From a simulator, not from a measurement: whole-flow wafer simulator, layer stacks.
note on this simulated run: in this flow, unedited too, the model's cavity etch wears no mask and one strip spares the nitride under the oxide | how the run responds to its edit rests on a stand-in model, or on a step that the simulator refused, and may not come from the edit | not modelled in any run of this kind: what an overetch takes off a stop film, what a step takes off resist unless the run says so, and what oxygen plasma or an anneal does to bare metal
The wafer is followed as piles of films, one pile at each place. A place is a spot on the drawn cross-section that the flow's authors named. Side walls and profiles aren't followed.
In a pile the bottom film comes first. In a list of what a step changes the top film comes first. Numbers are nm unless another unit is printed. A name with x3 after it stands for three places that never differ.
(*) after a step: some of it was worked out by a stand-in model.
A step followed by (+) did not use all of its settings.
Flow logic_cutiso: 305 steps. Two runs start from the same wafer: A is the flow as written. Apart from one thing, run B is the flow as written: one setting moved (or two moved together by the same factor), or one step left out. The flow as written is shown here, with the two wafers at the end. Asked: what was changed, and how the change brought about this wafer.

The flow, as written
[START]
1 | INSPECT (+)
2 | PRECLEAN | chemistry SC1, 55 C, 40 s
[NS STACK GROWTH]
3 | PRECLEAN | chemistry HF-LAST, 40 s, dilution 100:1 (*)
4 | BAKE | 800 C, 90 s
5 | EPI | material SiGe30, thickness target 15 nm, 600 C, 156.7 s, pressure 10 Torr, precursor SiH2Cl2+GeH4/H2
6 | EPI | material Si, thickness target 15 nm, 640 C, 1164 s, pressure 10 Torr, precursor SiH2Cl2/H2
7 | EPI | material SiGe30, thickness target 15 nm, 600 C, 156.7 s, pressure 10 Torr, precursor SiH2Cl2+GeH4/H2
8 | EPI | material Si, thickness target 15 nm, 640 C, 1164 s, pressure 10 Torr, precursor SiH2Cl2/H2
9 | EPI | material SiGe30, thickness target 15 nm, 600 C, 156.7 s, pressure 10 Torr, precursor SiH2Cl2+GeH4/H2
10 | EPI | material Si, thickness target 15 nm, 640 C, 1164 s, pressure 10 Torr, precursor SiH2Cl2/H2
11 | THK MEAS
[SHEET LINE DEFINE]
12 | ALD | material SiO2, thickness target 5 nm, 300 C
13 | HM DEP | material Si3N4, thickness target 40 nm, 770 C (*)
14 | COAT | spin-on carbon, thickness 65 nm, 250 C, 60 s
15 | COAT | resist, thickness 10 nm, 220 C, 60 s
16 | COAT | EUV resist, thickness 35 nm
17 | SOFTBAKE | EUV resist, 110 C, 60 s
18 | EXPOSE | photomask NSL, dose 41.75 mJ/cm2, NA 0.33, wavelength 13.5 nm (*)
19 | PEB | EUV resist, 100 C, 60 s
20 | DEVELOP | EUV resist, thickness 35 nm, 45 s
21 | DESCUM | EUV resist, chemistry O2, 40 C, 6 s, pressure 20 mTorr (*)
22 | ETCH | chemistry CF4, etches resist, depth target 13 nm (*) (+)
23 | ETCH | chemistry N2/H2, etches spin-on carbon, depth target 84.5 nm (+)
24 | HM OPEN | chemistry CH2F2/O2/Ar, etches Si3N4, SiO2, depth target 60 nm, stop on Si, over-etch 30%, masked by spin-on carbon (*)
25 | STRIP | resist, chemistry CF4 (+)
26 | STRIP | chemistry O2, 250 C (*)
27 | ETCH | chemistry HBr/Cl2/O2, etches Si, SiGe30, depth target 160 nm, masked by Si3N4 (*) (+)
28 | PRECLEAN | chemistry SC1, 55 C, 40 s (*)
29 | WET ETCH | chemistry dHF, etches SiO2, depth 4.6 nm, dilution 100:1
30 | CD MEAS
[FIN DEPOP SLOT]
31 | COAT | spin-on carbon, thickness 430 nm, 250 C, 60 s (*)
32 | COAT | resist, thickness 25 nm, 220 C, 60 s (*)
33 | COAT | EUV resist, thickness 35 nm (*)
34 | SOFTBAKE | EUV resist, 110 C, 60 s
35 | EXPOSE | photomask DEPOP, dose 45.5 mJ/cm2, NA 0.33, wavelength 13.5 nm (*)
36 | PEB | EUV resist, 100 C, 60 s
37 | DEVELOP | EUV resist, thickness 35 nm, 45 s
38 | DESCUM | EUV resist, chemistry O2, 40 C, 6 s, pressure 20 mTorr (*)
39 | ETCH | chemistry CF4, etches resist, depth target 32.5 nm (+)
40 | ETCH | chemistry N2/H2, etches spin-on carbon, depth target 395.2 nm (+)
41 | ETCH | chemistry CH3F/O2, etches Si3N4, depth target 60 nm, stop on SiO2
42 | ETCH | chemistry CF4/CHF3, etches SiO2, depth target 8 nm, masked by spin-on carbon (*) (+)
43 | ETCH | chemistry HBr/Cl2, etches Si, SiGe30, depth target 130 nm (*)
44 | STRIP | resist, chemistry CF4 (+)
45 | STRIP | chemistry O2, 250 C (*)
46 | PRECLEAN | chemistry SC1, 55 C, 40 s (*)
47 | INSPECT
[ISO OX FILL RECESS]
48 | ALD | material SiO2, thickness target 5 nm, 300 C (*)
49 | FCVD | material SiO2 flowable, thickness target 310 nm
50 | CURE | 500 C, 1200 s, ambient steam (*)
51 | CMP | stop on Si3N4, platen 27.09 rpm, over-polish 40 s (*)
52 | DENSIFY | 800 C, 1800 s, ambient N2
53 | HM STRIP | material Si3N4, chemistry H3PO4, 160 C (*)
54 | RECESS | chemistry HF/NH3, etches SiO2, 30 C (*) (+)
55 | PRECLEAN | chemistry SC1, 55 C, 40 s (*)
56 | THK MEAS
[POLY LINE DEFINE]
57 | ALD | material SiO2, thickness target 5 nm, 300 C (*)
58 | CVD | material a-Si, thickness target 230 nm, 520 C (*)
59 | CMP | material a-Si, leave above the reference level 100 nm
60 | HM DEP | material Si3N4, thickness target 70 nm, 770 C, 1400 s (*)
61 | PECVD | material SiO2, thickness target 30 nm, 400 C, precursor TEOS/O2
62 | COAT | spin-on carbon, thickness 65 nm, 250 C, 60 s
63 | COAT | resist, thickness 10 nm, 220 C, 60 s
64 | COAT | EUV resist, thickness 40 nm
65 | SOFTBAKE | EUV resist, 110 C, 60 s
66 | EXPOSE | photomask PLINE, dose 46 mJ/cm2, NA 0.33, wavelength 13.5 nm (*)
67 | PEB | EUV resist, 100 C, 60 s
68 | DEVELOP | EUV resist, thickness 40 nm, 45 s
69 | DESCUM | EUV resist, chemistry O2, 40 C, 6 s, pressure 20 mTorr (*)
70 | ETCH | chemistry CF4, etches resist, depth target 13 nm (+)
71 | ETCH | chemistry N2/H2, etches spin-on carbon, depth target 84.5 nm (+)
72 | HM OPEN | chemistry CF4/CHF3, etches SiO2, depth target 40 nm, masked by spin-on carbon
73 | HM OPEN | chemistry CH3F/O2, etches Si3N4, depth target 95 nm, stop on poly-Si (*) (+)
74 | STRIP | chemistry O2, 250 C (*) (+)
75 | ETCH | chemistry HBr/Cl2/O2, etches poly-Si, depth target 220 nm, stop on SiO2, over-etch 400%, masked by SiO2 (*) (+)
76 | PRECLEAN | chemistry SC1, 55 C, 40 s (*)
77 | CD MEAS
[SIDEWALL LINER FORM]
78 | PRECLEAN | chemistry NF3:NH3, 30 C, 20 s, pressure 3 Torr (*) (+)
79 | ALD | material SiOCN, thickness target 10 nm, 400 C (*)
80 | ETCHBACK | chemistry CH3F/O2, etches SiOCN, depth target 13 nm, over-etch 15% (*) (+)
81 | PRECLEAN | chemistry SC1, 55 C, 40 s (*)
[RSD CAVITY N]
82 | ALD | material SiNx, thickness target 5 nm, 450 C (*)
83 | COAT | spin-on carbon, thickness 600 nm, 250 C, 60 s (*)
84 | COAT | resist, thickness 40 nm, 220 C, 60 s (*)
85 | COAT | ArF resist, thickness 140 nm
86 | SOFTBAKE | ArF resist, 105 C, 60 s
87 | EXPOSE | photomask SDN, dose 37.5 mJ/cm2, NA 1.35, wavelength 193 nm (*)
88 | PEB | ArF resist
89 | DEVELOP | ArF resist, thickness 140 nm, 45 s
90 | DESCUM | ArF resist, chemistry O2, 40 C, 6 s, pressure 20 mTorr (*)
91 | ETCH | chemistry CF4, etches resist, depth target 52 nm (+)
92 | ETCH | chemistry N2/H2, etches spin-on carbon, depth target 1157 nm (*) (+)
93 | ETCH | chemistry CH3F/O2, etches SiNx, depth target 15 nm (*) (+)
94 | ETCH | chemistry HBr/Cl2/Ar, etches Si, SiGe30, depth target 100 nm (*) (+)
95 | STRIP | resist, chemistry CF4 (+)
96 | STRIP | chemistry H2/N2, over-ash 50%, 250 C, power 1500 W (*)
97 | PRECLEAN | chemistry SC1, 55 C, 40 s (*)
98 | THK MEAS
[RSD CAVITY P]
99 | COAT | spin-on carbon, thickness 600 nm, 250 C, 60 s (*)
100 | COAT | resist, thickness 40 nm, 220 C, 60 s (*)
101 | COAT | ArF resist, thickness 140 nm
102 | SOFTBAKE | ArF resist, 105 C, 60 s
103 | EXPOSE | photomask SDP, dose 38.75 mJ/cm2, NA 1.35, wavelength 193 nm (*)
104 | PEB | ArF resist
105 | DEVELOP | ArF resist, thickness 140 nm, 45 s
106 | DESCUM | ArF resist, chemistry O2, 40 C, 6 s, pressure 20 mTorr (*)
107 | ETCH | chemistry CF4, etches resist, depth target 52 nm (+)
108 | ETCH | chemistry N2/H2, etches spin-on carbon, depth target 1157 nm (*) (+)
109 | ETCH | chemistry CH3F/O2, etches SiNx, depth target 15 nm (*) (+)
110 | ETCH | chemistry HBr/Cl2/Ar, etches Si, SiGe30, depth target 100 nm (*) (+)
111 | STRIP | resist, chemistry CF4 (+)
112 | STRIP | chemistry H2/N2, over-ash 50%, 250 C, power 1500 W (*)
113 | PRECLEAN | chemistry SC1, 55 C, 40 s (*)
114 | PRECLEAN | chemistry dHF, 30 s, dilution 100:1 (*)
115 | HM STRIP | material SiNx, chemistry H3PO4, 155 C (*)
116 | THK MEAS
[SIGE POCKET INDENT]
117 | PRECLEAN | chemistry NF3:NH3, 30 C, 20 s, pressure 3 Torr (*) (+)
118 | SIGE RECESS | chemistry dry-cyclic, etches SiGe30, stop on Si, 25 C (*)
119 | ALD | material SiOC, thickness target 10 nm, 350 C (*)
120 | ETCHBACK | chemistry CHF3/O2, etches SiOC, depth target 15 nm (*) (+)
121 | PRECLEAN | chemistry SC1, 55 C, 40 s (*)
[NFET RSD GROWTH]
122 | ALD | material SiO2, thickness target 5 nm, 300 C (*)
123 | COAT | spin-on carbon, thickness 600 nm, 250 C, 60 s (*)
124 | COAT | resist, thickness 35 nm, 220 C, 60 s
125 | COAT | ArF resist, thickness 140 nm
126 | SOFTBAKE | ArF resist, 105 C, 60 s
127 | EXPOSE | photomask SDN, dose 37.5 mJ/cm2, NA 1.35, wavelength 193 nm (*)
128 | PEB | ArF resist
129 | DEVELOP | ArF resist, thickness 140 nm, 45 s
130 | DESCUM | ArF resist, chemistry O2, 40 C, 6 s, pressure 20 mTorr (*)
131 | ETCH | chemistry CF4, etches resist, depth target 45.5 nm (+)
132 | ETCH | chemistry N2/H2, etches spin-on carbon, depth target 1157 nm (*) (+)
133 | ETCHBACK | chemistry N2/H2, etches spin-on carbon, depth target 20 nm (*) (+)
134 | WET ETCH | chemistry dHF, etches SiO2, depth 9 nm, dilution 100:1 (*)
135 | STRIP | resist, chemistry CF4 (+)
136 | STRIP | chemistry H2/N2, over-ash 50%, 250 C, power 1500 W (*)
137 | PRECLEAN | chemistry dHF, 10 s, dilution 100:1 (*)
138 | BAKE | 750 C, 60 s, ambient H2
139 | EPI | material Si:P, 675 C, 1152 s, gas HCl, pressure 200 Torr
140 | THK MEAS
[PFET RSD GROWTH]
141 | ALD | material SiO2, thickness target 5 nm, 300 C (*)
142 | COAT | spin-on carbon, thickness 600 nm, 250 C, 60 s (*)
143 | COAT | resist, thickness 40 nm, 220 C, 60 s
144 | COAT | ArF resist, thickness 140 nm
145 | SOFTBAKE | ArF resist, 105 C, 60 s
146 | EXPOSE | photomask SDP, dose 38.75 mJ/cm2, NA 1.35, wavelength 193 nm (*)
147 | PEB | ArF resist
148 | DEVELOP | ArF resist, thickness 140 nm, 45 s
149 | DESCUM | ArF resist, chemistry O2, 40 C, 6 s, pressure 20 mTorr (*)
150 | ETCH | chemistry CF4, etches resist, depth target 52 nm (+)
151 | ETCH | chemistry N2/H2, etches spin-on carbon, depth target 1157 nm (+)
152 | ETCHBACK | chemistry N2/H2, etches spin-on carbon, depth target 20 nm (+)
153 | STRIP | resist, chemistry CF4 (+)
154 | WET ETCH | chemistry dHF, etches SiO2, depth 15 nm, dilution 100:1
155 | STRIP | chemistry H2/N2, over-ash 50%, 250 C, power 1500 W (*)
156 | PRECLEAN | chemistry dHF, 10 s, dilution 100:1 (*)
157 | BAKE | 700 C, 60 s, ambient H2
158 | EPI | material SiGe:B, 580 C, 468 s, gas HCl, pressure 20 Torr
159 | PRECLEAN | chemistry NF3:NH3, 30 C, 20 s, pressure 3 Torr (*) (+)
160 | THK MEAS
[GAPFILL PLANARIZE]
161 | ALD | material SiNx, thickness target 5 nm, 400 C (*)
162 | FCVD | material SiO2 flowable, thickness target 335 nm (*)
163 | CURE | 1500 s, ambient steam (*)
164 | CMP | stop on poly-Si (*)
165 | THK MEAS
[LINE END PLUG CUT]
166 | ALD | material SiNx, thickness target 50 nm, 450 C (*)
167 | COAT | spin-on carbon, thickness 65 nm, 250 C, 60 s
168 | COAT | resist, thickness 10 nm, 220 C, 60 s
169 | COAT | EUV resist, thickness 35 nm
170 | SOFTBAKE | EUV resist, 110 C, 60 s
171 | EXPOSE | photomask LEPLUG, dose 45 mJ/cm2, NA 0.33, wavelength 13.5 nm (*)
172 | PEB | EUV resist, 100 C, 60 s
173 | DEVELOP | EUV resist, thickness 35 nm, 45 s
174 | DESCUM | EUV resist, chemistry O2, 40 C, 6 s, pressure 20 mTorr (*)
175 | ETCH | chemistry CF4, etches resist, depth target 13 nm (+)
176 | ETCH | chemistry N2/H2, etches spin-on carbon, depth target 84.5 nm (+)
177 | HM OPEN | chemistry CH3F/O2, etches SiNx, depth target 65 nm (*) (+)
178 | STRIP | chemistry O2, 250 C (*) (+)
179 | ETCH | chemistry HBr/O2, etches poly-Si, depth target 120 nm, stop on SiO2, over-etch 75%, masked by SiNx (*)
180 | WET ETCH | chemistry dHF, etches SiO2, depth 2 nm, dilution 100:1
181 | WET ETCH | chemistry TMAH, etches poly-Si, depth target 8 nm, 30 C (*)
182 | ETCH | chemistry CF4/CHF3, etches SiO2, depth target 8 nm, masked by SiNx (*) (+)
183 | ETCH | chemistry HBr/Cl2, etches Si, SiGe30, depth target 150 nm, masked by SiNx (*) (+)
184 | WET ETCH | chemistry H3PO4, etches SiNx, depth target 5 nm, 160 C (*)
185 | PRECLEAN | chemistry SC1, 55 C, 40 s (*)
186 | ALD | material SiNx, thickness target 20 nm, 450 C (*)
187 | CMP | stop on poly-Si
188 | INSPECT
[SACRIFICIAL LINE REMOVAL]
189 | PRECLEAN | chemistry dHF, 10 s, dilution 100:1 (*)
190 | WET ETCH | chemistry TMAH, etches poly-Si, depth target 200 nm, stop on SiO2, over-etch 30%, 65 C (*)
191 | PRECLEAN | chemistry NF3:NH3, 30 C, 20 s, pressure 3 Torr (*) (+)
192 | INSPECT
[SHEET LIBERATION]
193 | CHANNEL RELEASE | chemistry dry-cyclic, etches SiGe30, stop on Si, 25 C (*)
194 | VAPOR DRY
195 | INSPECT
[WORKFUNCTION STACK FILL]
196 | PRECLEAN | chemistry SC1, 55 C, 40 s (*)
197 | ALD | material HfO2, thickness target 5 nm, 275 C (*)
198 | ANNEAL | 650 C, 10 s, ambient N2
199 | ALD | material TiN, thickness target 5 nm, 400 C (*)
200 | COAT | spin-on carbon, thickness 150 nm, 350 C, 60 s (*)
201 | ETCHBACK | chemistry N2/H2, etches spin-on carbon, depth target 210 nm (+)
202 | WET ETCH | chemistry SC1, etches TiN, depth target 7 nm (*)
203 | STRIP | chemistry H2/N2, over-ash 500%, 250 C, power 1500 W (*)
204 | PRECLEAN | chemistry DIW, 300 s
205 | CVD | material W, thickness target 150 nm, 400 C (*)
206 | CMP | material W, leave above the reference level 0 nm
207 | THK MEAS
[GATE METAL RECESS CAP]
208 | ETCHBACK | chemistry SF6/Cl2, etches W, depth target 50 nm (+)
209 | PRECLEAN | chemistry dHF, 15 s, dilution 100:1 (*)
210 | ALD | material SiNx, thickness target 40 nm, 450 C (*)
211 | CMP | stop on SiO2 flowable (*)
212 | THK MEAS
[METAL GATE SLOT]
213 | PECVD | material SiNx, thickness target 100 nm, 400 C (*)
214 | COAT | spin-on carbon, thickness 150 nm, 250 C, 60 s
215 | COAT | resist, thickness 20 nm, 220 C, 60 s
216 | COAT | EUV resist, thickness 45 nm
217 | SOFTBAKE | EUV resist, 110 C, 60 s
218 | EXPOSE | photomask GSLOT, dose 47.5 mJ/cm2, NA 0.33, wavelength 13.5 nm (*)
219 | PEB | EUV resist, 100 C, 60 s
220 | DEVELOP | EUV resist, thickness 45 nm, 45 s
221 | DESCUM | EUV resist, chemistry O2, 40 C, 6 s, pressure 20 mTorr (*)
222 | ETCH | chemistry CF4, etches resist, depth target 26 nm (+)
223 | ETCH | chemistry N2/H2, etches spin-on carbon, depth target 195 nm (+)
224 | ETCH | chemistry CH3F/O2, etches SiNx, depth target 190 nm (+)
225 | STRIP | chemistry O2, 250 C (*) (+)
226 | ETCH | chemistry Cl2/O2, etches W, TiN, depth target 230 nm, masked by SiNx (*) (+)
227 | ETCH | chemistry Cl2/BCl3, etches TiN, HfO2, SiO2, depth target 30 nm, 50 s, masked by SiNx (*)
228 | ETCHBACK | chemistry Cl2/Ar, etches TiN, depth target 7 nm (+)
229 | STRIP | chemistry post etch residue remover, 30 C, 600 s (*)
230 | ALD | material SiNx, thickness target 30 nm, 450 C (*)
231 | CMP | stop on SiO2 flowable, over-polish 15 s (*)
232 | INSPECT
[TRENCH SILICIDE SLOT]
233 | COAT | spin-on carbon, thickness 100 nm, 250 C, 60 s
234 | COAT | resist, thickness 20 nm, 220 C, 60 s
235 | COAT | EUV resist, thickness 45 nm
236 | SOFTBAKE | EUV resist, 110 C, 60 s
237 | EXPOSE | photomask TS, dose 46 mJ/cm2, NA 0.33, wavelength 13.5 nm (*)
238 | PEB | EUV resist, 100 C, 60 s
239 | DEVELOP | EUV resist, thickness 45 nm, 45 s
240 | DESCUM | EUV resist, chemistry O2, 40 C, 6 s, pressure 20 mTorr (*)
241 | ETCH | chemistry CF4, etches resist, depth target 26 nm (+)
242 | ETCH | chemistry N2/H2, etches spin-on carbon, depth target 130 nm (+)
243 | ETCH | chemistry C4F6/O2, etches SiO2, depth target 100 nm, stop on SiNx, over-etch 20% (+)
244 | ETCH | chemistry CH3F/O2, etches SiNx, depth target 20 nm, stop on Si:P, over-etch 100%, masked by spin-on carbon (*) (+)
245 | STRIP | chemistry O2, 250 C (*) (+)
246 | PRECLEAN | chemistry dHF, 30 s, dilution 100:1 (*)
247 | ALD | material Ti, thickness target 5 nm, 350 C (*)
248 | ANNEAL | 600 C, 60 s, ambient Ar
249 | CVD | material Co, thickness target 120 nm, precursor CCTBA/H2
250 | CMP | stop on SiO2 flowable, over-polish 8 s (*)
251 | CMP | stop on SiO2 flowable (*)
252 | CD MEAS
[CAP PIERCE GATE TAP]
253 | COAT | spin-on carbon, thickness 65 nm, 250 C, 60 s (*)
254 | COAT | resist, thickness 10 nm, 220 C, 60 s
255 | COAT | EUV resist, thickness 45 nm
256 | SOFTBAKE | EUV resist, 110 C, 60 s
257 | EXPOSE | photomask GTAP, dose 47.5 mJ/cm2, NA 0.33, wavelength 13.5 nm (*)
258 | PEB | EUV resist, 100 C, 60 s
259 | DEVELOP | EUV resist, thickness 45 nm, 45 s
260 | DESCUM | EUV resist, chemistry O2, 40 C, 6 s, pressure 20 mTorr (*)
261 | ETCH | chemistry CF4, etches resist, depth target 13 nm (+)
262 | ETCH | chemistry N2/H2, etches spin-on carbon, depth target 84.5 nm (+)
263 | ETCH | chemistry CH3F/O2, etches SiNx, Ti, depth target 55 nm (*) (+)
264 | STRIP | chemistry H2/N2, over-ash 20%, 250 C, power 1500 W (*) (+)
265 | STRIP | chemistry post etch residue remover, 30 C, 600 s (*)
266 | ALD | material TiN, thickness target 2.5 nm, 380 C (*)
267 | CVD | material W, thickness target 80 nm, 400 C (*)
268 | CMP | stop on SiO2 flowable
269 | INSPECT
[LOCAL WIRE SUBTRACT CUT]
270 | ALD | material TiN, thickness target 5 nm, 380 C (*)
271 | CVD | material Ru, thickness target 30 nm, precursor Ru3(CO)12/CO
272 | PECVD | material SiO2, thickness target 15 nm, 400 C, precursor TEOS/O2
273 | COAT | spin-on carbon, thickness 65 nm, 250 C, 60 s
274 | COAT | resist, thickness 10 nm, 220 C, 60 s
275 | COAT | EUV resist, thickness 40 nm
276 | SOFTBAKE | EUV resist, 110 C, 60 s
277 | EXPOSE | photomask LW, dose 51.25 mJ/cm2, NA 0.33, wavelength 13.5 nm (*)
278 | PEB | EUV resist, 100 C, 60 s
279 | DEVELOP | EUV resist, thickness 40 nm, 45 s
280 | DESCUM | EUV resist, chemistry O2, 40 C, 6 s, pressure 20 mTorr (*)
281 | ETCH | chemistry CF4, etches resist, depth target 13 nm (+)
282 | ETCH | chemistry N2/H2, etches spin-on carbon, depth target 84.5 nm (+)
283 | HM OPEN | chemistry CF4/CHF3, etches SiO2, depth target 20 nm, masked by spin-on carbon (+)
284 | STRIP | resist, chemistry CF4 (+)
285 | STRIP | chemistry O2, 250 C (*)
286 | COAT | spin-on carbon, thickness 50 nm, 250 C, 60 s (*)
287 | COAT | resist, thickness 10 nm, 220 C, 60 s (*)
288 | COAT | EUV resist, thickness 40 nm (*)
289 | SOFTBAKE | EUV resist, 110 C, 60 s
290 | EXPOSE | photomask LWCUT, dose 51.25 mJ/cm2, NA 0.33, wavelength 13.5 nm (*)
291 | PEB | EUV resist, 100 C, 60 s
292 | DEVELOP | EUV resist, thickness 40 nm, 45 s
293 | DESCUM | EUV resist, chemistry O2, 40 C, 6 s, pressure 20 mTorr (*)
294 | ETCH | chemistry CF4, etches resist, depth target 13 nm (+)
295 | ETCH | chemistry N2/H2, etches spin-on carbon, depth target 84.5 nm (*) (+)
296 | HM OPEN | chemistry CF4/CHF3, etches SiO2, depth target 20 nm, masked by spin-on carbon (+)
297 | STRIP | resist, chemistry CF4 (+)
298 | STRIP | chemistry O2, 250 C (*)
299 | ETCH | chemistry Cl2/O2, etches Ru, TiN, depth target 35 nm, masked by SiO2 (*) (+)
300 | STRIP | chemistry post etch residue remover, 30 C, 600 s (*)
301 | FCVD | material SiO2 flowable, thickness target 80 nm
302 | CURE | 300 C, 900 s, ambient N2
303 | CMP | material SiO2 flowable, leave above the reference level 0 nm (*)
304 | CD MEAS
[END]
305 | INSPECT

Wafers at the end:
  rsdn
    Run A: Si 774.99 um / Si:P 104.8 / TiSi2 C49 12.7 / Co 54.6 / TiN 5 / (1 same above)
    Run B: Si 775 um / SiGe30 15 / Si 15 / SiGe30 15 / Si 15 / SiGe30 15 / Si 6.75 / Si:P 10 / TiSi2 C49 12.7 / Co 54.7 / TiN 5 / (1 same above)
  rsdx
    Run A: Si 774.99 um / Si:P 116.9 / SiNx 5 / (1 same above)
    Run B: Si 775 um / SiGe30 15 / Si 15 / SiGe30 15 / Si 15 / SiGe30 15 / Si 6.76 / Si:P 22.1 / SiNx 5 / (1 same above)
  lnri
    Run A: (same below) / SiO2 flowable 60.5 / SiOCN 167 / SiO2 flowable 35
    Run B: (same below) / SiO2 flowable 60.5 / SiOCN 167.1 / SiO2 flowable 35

Cause: step 94, ETCH: chemistry HBr/Cl2/Ar, etches Si, SiGe30, depth target 100 nm (*) (+), was skipped.

How this came from the change, step by step:
  95 | STRIP | resist, chemistry CF4 (+)
      gl, gxn, tap: A nothing | B -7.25 SiO2
      lnr: A nothing | B -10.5 SiOCN
      (as well as at 1 more place)
  99 | COAT | spin-on carbon, thickness 600 nm, 250 C, 60 s (*)
      gl, gxn: A +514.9 spin-on carbon (new film) | B +537 spin-on carbon (new film)
      rsdn, rsdx: A +802.8 spin-on carbon (new film) | B +717.7 spin-on carbon (new film)
      (as well as at 12 more places)
  108 | ETCH | chemistry N2/H2, etches spin-on carbon, depth target 1157 nm (*) (+)
      depop, dpovl, gfld and 14 more: A -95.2 ArF resist (all of it), -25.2 resist | B -95.2 ArF resist (all of it), -26 resist
      glp, gxp: A -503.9 spin-on carbon (all of it), -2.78 SiNx | B -518.6 spin-on carbon (all of it), -2.86 SiNx
      (as well as at 3 more places)
  111 | STRIP | resist, chemistry CF4 (+)
      depop, dpovl, gfld and 7 more: A -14 resist (all of it) | B -13.2 resist (all of it)
      gl, lnr, lnrt, rsdn, rsdx: A -14.1 resist (all of it) | B -13.2 resist (all of it)
      (as well as at 2 more places)
  112 | STRIP | chemistry H2/N2, over-ash 50%, 250 C, power 1500 W (*)
      gl, gxn: A -514.9 spin-on carbon (all of it) | B -537 spin-on carbon (all of it)
      rsdn, rsdx: A -802.8 spin-on carbon (all of it) | B -717.7 spin-on carbon (all of it)
      (as well as at 7 more places)
  114 | PRECLEAN | chemistry dHF, 30 s, dilution 100:1 (*)
      gl, gxn, tap: A -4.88 SiO2 | B -4.26 SiO2 (all of it)
  115 | HM STRIP | material SiNx, chemistry H3PO4, 155 C (*)
      gl, gxn, tap: A -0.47 SiO2 | B -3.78 Si3N4
  117 | PRECLEAN | chemistry NF3:NH3, 30 C, 20 s, pressure 3 Torr (*) (+)
      gl, gxn, tap: A -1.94 SiO2 | B -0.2 Si3N4
  119 | ALD | material SiOC, thickness target 10 nm, 350 C (*)
      gxn: A +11 SiOC (new film) | B +10 SiOC (new film)
  120 | ETCHBACK | chemistry CHF3/O2, etches SiOC, depth target 15 nm (*) (+)
      gl, tap: A -10 SiOC (all of it), -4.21 SiO2 (all of it), -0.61 Si3N4 | B -10 SiOC (all of it), -3.85 Si3N4
      rsdn, rsdx: A -10 SiOC (all of it) | B -10 SiOC (all of it), -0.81 Si
      (as well as at 1 more place)
  122 | ALD | material SiO2, thickness target 5 nm, 300 C (*)
      gxn: A +6.76 SiO2 (new film) | B +5 SiO2 (new film)
  123 | COAT | spin-on carbon, thickness 600 nm, 250 C, 60 s (*)
      gfld, lnrp: A +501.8 spin-on carbon (new film) | B +512.4 spin-on carbon (new film)
      gl, tap: A +507 spin-on carbon (new film) | B +525.2 spin-on carbon (new film)
      (as well as at 10 more places)
  132 | ETCH | chemistry N2/H2, etches spin-on carbon, depth target 1157 nm (*) (+)
      rsdn, rsdx: A -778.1 spin-on carbon (all of it) | B -689.7 spin-on carbon (all of it), -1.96 SiO2
      gxn: A -499.4 spin-on carbon (all of it), -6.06 SiO2 | B -519.9 spin-on carbon (all of it), -5 SiO2 (all of it), -0.33 Si3N4
      (as well as at 4 more places)
  133 | ETCHBACK | chemistry N2/H2, etches spin-on carbon, depth target 20 nm (*) (+)
      gxn: A -0.7 SiO2 (all of it), -0.21 Si3N4 | B -0.56 Si3N4
  134 | WET ETCH | chemistry dHF, etches SiO2, depth 9 nm, dilution 100:1 (*)
      rsdn, rsdx: A -3.89 SiO2 (all of it), -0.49 chemical SiO2 (all of it) | B -1.93 SiO2 (all of it), -0.49 chemical SiO2 (all of it)
  135 | STRIP | resist, chemistry CF4 (+)
      rsdn: A nothing | B -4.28 Si
      rsdx: A nothing | B -4.27 Si
      (as well as at 1 more place)
  ... 7 further steps ...
  164 | CMP | stop on poly-Si (*)
      gxn: A -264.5 SiO2 flowable (all of it), -5 SiNx (all of it), -1.12 SiO2 (all of it), -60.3 Si3N4 (all of it) | B -272.7 SiO2 flowable (all of it), -5 SiNx (all of it), -51.3 Si3N4 (all of it)
      gl: A -270.7 SiO2 flowable (all of it), -5 SiNx (all of it), -55.3 Si3N4 (all of it) | B -276 SiO2 flowable (all of it), -5 SiNx (all of it), -48 Si3N4 (all of it)
      (as well as at 3 more places)
